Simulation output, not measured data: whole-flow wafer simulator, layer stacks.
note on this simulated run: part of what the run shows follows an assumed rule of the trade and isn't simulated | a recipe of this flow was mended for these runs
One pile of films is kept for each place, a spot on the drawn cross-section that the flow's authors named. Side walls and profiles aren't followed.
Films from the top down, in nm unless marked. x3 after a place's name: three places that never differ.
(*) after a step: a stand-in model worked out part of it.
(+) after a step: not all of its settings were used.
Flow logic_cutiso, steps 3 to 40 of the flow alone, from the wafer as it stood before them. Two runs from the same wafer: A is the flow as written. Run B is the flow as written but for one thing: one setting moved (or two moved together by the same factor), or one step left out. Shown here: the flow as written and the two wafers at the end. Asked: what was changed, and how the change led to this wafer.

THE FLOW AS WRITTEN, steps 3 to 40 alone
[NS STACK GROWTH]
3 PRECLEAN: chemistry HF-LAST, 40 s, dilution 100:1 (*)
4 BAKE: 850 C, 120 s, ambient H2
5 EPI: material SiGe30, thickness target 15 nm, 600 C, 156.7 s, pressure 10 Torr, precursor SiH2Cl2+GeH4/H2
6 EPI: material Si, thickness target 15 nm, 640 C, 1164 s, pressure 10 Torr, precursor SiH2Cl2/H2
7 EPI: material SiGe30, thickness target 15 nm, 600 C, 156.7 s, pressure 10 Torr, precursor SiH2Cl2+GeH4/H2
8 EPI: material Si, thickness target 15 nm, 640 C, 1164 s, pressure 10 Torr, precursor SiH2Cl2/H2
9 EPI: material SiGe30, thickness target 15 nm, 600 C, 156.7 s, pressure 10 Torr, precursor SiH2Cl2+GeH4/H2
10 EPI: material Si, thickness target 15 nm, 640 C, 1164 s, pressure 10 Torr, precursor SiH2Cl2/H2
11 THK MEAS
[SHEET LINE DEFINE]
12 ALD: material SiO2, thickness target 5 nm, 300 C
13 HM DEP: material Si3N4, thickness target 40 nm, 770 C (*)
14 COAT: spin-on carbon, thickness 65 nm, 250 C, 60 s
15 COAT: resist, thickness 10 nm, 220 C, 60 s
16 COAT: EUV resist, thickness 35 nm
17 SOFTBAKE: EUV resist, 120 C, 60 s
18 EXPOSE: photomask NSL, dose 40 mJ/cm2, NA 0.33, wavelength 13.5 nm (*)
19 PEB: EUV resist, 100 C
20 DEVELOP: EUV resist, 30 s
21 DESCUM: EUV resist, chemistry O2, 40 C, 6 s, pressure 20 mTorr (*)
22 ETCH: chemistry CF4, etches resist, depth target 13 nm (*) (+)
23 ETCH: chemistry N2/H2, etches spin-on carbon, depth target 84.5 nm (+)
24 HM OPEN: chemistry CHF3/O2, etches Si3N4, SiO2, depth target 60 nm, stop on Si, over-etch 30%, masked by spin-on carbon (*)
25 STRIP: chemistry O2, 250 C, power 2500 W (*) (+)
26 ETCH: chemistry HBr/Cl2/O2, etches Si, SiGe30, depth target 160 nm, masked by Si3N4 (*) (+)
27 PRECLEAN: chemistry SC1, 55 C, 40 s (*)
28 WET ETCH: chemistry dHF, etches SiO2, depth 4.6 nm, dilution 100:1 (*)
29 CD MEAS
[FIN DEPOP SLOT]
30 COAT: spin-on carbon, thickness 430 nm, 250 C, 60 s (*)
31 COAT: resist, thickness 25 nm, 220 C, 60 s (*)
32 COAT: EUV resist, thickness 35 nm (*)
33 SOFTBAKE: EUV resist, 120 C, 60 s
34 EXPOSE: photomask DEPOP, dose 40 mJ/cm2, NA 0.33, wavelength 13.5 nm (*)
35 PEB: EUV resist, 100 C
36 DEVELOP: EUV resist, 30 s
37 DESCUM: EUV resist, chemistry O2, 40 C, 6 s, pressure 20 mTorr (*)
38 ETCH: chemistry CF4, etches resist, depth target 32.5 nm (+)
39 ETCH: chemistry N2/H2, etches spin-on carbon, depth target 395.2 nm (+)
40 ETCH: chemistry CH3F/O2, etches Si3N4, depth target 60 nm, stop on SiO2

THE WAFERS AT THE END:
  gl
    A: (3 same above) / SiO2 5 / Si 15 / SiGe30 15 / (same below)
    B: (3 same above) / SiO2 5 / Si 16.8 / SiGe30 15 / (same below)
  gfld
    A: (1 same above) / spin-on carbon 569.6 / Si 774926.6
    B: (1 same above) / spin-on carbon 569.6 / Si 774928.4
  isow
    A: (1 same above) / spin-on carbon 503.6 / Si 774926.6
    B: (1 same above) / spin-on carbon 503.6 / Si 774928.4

The cause: step 10, EPI: thickness target 16.8 nm was run, where the flow has thickness target 15 nm; step 10, EPI: 1304 s was run, where the flow has 1164 s.
It can be read off the wafer: gl has Si 16.8, and step 10 as written asks for 15 nm.

How the change led to this, step by step:
  10 EPI: material Si, thickness target 15 nm, 640 C, 1164 s, pressure 10 Torr, precursor SiH2Cl2/H2
      depop, dpovl, gfld and 19 more: A Si +15 (new film) | B Si +16.8 (new film)
  26 ETCH: chemistry HBr/Cl2/O2, etches Si, SiGe30, depth target 160 nm, masked by Si3N4 (*) (+)
      dpovl, gfld, gxf, iso, isow, lnri, nsgap: A chemical SiO2 -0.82 (all of it), Si -12 (all of it), SiGe30 -15 (all of it), Si -15 (all of it), SiGe30 -15 (all of it), Si -15 (all of it), SiGe30 -15 (all of it), Si -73 | B chemical SiO2 -0.82 (all of it), Si -13.8 (all of it), SiGe30 -15 (all of it), Si -15 (all of it), SiGe30 -15 (all of it), Si -15 (all of it), SiGe30 -15 (all of it), Si -71.2
